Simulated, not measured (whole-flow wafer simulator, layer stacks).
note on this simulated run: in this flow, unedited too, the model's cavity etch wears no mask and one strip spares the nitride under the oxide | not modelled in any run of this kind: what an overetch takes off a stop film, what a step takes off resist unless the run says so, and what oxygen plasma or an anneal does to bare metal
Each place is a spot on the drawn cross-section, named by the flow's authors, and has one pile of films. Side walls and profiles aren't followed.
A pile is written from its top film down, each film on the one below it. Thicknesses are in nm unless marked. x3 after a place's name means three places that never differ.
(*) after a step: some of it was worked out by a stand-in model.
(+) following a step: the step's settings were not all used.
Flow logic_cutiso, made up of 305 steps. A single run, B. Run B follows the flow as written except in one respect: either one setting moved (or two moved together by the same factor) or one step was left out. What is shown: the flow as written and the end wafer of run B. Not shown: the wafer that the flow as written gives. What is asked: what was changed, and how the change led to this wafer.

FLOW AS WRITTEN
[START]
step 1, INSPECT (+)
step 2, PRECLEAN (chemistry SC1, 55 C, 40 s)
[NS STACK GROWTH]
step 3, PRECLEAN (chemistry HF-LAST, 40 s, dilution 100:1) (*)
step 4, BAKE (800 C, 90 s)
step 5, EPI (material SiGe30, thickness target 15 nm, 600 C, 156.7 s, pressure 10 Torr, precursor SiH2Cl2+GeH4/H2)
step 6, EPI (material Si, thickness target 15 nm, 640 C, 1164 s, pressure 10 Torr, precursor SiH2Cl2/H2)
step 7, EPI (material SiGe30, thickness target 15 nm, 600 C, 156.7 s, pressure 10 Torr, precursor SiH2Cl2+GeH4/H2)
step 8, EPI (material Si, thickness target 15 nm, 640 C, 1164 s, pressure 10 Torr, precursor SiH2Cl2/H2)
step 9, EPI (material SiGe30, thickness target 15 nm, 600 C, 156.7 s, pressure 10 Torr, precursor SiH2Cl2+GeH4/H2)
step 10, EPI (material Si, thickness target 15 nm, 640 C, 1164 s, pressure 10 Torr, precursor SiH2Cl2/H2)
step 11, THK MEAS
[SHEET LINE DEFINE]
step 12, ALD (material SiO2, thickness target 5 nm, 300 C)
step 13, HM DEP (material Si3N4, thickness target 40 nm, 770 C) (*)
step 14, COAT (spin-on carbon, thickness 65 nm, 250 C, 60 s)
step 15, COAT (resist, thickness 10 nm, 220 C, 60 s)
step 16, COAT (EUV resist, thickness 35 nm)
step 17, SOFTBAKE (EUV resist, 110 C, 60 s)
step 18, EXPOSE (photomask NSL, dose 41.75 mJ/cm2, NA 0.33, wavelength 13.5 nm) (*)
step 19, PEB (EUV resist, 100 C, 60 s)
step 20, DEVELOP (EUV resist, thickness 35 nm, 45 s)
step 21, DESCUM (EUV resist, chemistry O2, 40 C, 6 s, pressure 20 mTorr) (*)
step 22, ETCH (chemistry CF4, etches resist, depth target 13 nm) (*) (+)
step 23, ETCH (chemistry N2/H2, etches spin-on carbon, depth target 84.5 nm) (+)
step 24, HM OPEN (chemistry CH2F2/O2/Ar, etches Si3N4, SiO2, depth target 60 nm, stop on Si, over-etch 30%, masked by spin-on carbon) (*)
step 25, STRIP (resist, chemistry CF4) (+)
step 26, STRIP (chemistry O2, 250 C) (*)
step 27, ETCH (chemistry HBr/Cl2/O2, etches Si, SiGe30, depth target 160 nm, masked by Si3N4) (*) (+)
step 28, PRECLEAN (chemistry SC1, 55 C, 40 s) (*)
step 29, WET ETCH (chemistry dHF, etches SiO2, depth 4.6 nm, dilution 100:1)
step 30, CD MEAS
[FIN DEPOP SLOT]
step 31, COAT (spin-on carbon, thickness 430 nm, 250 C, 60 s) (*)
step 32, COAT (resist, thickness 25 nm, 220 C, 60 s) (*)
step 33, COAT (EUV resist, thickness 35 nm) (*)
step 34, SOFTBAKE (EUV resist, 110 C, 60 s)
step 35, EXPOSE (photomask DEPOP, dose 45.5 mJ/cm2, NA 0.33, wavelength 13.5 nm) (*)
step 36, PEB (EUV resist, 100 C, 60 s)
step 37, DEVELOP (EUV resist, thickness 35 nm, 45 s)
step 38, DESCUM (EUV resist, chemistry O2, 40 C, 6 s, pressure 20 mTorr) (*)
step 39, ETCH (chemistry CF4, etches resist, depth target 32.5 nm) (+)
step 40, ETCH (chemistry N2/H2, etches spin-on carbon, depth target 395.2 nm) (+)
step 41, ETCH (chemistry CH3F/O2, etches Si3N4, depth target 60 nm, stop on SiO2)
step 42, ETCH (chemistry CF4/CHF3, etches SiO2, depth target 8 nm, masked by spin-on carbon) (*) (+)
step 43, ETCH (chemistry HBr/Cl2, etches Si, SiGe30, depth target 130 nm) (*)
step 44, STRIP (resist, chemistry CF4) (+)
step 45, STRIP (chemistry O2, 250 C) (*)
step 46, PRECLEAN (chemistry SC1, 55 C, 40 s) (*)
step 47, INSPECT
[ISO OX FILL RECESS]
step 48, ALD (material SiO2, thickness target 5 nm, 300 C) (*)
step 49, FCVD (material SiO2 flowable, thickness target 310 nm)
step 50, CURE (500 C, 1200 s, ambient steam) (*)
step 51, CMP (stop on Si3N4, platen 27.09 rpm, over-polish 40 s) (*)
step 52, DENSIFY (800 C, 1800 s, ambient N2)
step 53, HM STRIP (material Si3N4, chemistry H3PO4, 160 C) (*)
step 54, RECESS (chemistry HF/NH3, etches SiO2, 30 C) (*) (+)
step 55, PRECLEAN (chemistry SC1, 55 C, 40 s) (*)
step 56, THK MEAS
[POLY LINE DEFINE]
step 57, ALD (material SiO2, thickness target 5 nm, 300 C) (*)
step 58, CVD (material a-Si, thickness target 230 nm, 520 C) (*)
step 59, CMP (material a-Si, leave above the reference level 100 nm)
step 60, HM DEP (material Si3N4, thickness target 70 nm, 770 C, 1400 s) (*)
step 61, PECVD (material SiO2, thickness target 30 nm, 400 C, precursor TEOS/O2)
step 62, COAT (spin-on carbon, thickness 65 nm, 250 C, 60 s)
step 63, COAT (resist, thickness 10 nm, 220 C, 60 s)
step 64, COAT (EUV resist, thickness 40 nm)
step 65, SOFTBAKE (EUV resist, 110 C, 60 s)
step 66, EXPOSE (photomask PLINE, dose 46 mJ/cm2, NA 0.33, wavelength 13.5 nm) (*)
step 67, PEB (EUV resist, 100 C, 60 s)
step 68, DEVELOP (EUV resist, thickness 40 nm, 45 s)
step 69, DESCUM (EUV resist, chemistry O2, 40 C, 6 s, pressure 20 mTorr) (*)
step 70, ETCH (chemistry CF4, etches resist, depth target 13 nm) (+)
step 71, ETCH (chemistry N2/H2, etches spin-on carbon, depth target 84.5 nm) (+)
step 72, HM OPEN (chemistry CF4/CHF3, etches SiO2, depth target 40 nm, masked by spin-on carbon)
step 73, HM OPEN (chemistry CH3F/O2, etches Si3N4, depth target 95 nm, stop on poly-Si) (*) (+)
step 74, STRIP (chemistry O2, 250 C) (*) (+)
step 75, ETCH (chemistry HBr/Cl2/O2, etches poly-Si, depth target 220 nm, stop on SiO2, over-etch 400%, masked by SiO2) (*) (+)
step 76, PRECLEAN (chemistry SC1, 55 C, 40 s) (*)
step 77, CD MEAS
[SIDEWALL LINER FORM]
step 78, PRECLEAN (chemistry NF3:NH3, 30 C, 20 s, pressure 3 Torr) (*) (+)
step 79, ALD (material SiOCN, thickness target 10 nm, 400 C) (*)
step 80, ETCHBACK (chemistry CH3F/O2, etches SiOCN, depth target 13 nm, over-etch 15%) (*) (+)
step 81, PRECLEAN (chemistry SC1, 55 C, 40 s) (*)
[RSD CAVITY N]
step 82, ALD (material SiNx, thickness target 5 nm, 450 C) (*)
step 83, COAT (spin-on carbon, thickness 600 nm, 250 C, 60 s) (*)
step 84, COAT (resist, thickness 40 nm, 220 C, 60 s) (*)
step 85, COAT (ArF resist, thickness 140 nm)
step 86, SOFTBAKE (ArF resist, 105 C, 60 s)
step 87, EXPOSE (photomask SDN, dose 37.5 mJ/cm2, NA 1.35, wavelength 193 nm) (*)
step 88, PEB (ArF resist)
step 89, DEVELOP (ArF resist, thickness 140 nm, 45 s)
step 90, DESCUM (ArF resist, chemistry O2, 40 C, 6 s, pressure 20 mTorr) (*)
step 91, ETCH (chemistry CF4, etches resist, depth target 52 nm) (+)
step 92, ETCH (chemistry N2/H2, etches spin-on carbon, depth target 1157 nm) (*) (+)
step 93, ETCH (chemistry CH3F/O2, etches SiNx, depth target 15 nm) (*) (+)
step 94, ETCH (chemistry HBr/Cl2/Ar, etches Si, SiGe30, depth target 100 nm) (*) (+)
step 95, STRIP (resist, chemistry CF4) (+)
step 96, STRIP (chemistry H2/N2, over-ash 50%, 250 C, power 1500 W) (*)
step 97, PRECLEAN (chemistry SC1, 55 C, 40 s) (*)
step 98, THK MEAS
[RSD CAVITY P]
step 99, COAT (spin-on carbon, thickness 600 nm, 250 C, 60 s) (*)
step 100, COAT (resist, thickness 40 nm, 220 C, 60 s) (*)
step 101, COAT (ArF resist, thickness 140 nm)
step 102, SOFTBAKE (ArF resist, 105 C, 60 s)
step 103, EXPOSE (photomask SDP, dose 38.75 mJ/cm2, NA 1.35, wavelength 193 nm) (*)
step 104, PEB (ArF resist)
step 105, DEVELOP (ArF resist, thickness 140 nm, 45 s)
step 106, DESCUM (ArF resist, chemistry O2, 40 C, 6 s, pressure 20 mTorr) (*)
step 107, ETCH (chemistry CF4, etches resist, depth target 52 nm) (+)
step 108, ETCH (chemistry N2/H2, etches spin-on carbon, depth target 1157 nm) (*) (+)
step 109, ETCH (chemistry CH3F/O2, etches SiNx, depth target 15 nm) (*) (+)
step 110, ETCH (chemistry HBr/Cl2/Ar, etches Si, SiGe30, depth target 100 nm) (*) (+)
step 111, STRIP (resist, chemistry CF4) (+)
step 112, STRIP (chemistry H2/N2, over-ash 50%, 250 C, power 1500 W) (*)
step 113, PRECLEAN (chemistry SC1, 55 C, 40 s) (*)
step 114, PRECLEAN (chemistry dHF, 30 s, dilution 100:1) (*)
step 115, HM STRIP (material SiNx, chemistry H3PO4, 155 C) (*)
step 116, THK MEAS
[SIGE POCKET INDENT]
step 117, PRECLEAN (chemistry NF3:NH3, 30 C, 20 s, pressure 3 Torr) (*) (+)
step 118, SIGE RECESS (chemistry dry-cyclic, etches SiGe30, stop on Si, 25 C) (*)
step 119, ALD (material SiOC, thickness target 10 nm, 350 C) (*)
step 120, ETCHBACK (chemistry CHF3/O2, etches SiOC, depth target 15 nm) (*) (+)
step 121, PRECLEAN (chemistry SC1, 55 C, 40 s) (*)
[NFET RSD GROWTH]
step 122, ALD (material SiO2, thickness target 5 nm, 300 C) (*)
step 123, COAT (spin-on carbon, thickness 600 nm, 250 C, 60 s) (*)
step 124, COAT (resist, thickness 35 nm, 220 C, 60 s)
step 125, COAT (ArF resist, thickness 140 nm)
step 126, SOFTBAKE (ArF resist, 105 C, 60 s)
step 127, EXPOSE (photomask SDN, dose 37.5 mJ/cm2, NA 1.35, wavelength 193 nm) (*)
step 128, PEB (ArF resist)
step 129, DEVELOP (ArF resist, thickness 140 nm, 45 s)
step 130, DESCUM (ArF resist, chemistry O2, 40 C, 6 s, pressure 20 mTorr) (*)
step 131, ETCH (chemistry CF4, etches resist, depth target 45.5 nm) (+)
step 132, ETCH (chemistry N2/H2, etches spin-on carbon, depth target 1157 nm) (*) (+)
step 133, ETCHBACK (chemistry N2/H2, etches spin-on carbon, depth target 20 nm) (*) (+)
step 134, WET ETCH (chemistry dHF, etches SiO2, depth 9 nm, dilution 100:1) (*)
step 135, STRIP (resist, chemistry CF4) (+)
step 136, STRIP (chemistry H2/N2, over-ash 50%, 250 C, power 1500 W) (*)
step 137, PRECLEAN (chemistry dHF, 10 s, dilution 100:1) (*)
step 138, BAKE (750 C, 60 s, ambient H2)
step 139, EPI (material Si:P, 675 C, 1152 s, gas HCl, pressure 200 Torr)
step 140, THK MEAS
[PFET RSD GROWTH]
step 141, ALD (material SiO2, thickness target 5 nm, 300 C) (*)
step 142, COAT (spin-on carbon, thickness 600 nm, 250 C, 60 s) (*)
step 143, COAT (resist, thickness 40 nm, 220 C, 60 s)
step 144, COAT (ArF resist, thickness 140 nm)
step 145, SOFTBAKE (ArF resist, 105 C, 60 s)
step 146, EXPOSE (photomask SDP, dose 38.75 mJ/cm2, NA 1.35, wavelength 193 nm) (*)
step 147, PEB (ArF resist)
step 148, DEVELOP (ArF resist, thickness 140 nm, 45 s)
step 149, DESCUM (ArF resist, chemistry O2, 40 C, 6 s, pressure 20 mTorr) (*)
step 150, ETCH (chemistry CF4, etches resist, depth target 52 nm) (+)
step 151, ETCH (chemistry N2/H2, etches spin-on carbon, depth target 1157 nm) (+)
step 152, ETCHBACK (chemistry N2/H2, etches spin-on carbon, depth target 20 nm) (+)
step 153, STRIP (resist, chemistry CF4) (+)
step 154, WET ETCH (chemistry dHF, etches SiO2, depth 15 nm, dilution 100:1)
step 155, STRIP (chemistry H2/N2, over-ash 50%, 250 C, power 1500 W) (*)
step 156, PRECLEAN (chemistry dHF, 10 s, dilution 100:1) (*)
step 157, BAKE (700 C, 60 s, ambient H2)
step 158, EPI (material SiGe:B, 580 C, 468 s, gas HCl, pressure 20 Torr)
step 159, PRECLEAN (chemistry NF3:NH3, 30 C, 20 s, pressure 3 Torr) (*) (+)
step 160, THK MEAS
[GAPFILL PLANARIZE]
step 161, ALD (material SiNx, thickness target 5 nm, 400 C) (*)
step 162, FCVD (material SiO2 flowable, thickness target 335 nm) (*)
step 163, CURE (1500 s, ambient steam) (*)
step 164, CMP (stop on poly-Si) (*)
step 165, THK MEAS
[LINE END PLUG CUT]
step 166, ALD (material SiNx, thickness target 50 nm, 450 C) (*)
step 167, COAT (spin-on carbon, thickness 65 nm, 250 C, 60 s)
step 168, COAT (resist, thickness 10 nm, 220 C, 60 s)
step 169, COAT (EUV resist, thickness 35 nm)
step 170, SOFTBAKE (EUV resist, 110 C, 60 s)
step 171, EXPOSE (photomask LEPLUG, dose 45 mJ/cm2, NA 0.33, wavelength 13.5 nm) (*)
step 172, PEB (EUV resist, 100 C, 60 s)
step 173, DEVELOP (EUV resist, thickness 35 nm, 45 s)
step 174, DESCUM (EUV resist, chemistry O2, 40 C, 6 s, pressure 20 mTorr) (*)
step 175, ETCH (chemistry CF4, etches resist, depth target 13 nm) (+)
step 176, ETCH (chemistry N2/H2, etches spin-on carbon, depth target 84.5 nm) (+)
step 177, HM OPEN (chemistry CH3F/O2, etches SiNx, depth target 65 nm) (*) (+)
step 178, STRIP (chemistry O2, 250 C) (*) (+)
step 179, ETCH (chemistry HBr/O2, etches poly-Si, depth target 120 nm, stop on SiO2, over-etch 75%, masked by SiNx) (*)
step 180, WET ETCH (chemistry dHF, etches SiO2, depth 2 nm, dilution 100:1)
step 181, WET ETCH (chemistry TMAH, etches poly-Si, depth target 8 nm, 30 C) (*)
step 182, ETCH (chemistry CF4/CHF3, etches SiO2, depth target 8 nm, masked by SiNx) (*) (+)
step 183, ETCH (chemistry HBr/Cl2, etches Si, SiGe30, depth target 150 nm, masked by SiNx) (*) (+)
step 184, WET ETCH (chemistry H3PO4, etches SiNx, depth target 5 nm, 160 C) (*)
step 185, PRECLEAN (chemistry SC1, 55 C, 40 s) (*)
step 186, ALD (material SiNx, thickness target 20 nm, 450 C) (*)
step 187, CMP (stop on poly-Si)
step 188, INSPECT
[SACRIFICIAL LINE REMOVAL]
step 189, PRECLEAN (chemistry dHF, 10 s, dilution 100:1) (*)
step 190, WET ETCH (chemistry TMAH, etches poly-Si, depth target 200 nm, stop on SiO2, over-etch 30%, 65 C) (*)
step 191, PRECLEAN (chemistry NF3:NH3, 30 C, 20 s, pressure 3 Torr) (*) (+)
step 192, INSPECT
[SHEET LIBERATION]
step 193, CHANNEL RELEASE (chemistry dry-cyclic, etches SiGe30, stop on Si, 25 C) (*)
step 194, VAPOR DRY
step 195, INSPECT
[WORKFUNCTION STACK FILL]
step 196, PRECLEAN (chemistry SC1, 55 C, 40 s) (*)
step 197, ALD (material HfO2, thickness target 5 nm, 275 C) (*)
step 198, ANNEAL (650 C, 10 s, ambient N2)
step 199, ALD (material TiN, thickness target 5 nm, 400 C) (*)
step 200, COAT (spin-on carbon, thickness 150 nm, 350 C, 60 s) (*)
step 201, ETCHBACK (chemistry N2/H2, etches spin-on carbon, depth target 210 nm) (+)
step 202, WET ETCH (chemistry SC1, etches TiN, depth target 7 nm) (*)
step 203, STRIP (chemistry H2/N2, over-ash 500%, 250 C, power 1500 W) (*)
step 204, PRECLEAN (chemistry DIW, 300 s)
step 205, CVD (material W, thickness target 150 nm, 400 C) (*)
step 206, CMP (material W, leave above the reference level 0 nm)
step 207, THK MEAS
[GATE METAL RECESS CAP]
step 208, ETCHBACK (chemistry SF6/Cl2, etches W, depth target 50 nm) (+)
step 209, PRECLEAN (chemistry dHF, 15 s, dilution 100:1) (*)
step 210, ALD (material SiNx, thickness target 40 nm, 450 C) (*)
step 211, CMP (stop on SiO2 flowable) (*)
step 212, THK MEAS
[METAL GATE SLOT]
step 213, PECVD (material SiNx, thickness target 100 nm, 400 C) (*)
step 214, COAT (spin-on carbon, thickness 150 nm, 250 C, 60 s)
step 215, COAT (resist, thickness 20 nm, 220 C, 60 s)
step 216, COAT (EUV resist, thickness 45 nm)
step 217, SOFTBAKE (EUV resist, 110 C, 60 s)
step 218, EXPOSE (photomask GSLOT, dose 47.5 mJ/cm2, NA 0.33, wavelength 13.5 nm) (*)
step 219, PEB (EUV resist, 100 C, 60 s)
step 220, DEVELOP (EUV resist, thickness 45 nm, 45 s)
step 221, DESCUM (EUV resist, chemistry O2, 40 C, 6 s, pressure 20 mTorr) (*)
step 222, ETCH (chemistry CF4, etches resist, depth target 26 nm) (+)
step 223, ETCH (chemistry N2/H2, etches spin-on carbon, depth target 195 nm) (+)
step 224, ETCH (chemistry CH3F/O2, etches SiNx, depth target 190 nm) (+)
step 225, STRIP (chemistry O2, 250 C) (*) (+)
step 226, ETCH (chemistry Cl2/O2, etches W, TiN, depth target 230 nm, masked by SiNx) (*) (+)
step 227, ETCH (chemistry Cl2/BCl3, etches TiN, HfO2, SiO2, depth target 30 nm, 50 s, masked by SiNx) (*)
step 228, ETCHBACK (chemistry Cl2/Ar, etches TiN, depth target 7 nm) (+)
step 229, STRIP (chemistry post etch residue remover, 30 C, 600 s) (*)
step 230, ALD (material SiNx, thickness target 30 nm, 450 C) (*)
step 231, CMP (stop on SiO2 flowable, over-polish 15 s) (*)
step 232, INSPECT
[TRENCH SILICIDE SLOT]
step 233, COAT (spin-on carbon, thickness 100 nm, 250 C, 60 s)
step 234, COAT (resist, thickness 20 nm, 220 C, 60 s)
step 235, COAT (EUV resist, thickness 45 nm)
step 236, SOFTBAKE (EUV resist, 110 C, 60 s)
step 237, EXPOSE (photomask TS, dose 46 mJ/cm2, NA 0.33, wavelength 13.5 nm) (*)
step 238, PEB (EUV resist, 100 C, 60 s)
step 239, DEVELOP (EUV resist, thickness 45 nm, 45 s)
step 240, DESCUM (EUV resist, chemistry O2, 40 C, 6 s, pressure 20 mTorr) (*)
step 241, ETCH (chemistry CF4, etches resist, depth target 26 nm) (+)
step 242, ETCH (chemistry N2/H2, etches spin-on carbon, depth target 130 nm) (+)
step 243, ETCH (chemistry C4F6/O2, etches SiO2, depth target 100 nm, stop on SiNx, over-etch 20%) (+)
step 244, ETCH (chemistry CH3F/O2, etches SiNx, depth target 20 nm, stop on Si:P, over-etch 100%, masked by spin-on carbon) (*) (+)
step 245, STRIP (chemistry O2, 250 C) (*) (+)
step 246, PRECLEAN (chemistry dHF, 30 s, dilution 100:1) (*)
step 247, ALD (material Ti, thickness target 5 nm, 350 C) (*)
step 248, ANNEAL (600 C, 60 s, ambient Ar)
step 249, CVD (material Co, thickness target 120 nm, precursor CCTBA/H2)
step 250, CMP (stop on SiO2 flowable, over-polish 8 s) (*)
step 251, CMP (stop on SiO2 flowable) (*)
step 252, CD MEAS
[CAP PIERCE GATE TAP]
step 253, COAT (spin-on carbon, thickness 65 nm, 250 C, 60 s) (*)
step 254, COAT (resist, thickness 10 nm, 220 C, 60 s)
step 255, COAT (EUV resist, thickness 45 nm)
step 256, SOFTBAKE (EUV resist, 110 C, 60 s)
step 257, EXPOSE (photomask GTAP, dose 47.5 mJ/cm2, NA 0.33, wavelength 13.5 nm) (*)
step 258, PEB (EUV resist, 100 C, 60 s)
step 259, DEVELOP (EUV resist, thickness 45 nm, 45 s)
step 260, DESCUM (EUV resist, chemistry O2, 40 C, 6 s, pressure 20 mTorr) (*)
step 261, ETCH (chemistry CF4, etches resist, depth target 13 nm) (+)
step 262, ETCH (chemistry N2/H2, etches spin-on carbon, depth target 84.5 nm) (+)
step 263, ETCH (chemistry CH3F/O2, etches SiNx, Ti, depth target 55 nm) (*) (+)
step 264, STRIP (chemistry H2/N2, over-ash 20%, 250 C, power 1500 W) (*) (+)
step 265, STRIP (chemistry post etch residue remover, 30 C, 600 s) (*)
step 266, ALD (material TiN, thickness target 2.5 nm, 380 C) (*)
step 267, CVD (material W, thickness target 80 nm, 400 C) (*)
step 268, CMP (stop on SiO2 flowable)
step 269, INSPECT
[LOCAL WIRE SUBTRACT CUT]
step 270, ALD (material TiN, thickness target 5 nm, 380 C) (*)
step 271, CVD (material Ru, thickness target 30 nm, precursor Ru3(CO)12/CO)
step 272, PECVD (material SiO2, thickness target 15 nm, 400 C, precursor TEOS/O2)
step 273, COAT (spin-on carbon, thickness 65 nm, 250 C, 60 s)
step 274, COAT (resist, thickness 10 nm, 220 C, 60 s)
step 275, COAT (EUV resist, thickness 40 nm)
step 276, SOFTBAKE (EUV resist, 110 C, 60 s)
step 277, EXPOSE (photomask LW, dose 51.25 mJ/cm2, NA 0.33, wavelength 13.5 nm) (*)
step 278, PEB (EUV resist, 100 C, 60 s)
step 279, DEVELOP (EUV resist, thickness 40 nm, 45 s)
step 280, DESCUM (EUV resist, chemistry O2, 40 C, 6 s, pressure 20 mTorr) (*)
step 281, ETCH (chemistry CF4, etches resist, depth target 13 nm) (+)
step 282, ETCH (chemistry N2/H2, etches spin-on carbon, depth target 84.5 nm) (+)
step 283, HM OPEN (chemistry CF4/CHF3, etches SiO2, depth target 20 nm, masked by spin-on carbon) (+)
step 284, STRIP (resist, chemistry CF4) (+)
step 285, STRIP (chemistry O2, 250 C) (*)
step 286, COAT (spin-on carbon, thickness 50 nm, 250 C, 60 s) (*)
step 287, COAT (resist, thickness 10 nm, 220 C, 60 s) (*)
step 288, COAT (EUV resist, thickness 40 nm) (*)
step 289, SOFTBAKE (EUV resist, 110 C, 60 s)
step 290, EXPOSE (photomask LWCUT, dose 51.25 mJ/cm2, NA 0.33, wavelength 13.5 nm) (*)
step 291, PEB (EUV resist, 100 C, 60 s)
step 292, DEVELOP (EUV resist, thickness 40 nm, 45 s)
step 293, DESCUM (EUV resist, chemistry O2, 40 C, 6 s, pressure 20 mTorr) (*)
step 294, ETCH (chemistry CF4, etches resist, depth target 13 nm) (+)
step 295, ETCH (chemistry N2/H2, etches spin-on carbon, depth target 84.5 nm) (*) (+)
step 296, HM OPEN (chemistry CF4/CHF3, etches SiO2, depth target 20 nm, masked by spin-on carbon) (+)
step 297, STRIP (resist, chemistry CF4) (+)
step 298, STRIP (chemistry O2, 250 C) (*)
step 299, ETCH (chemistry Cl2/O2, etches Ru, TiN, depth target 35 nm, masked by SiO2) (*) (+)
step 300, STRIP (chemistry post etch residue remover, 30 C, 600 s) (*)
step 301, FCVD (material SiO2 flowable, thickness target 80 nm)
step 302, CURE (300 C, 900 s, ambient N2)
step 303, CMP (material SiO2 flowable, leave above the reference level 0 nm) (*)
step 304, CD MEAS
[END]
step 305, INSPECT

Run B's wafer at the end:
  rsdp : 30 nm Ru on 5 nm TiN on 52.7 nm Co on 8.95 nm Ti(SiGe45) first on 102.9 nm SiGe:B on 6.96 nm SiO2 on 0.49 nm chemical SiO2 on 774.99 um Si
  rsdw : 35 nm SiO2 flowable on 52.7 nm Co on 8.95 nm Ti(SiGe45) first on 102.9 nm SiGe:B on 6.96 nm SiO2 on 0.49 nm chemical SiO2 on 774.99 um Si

What caused this: step 151, ETCH: depth target 694.2 nm was run, while the flow as written has depth target 1157 nm.

Step by step, how the change led to this:
  step 151, ETCH (chemistry N2/H2, etches spin-on carbon, depth target 1157 nm) (+)
      rsdp, rsdw: -694.2 spin-on carbon (as written it would have been: -800.8 spin-on carbon (all of it))
      depop, dpovl, gfld and 14 more: -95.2 ArF resist (all of it), -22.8 resist (as written it would have been: -95.2 ArF resist (all of it), -26.7 resist)
      (and at 3 other places as well)
  step 152, ETCHBACK (chemistry N2/H2, etches spin-on carbon, depth target 20 nm) (+)
      rsdp, rsdw: -20 spin-on carbon (as written it would have been: -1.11 SiO2)
  step 153, STRIP (resist, chemistry CF4) (+)
      rsdp: nothing (as written it would have been: -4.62 SiO2)
      rsdw: nothing (as written it would have been: -5.11 SiO2)
      (and at 20 other places as well)
  step 154, WET ETCH (chemistry dHF, etches SiO2, depth 15 nm, dilution 100:1)
      rsdp: nothing (as written it would have been: -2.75 SiO2 (all of it), -0.49 chemical SiO2 (all of it))
      rsdw: nothing (as written it would have been: -2.25 SiO2 (all of it), -0.49 chemical SiO2 (all of it))
  step 155, STRIP (chemistry H2/N2, over-ash 50%, 250 C, power 1500 W) (*)
      rsdp, rsdw: -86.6 spin-on carbon (all of it) (as written it would have been: nothing)
  step 156, PRECLEAN (chemistry dHF, 10 s, dilution 100:1) (*)
      rsdp, rsdw: -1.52 SiO2 (as written it would have been: nothing)
  step 158, EPI (material SiGe:B, 580 C, 468 s, gas HCl, pressure 20 Torr)
      rsdp, rsdw: +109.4 SiGe:B (new film) (as written it would have been: +116.8 SiGe:B (new film))
